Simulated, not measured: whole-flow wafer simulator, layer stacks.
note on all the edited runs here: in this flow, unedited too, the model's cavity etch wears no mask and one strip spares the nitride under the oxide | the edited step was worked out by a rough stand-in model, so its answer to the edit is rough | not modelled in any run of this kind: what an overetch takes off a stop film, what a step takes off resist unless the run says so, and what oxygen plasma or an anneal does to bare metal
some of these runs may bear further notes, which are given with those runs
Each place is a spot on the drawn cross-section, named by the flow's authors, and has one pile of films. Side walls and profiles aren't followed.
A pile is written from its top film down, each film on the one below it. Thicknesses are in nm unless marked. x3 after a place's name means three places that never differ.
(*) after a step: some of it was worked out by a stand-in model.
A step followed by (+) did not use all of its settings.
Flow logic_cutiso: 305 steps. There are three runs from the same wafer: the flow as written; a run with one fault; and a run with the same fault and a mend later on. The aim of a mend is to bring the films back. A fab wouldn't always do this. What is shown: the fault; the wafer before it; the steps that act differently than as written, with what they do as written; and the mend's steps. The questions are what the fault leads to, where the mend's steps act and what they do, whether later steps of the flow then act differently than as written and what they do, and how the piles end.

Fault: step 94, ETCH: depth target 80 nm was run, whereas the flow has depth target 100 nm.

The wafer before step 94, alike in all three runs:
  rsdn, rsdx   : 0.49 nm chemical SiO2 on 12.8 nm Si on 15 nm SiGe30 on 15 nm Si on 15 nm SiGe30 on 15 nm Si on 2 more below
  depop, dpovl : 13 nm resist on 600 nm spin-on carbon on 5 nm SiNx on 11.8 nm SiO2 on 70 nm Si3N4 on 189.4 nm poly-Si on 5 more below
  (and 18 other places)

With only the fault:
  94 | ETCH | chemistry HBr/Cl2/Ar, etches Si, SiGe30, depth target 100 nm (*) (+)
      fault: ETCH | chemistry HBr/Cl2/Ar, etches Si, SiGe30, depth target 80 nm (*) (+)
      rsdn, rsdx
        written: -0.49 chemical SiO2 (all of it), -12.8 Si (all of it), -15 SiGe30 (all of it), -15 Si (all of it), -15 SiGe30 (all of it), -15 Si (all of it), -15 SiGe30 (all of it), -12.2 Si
        fault: -0.49 chemical SiO2 (all of it), -12.8 Si (all of it), -15 SiGe30 (all of it), -15 Si (all of it), -15 SiGe30 (all of it), -15 Si (all of it), -7.17 SiGe30
  Steps further on in the flow that do not act as written (not shown: 20 more steps that differ only slightly, by at most 2% or 0.5 nm, whichever is larger):
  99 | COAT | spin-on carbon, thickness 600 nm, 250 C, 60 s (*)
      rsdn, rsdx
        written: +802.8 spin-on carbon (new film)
        fault: +786.1 spin-on carbon (new film)
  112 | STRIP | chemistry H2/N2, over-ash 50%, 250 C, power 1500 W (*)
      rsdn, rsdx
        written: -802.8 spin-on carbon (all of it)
        fault: -786.1 spin-on carbon (all of it)
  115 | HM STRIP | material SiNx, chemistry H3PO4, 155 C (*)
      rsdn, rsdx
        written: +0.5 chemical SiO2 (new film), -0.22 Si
        fault: +0.5 chemical SiO2 (new film), -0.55 SiGe30
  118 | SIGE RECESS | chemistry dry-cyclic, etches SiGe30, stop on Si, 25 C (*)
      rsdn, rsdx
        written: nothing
        fault: -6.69 SiGe30 (all of it)
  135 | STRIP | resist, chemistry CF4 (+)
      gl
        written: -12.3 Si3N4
        fault: -12.9 Si3N4
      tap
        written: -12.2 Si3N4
        fault: -12.9 Si3N4
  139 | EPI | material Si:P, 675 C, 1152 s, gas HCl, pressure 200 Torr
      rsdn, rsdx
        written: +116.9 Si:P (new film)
        fault: +104.2 Si:P (new film)
  The piles end different from the flow's at rsdn, rsdx by more than 2% or 0.5 nm, whichever is larger.
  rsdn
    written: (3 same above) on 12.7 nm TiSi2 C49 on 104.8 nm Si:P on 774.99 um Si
    fault: (3 same above) on 12.7 nm TiSi2 C49 on 92 nm Si:P on 775 um Si
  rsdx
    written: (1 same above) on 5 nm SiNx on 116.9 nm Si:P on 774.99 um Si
    fault: (1 same above) on 5 nm SiNx on 104.2 nm Si:P on 775 um Si

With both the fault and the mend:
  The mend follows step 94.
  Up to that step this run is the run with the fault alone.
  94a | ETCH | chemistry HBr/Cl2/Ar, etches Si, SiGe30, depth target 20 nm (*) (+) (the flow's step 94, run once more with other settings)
      rsdn, rsdx
        -7.84 SiGe30 (all of it), -12.2 Si
  None of the later steps of the flow acts differently than as written at any place that is followed.
  At every place that both follow, the piles at the end match the flow's.
